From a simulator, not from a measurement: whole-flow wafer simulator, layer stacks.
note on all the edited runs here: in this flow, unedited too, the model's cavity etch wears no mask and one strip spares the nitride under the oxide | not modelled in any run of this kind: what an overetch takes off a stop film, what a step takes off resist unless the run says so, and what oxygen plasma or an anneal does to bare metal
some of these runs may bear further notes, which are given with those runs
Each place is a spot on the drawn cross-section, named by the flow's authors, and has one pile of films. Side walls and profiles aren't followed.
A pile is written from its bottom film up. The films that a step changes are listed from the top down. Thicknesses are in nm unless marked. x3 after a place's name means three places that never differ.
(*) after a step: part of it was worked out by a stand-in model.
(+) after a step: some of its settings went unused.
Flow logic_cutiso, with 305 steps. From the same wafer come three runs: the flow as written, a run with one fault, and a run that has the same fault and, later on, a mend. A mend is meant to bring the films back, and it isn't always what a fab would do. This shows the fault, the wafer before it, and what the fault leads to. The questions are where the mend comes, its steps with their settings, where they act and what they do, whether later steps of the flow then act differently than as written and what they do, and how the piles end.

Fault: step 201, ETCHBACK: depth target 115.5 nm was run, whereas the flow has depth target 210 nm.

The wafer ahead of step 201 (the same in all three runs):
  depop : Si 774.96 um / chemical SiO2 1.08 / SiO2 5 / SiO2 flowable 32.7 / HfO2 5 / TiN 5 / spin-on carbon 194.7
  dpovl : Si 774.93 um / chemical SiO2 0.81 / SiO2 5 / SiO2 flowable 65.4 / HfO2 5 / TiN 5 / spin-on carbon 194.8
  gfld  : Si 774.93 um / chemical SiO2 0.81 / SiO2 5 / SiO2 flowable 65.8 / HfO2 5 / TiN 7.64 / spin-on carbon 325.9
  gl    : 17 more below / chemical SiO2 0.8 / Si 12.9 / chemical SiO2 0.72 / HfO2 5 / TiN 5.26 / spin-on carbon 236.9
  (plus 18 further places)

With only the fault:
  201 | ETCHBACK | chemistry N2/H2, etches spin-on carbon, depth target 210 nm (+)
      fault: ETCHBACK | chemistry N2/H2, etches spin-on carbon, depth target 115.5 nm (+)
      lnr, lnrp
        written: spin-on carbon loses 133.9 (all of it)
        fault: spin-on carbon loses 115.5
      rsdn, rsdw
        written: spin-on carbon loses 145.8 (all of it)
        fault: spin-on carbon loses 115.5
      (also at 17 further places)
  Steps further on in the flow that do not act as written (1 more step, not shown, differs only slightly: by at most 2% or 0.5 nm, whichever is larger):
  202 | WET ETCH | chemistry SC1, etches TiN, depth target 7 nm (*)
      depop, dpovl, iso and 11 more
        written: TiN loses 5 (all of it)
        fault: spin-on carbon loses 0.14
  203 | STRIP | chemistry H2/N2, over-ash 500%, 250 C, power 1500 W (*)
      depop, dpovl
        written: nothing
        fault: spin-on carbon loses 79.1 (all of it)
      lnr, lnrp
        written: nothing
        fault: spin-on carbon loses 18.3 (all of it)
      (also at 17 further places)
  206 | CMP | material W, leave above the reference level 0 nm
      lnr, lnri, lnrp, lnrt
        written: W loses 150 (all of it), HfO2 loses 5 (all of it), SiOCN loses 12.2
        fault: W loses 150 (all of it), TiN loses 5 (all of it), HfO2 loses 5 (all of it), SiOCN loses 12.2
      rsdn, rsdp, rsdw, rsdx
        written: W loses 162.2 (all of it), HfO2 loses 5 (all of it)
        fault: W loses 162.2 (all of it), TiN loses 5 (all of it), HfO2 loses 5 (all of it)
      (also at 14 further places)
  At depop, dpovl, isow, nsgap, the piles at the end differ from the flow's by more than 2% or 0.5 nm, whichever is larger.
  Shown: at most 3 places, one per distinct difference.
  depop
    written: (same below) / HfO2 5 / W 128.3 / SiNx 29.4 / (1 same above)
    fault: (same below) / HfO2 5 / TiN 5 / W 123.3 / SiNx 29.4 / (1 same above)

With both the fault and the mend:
  The mend follows step 201.
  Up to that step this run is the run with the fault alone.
  201a | ETCHBACK | chemistry N2/H2, etches spin-on carbon, depth target 94.5 nm (+) (the flow's step 201 again, with other settings)
      gfld, gl, glp, gxf, gxn, gxp, tap
        spin-on carbon loses 94.5
      lnr, lnrp
        spin-on carbon loses 18.4 (all of it)
      rsdn, rsdw
        spin-on carbon loses 30.3 (all of it)
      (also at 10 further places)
  None of the later steps of the flow acts differently than as written at any place that is followed.
  At every place that both follow, the piles at the end match the flow's.
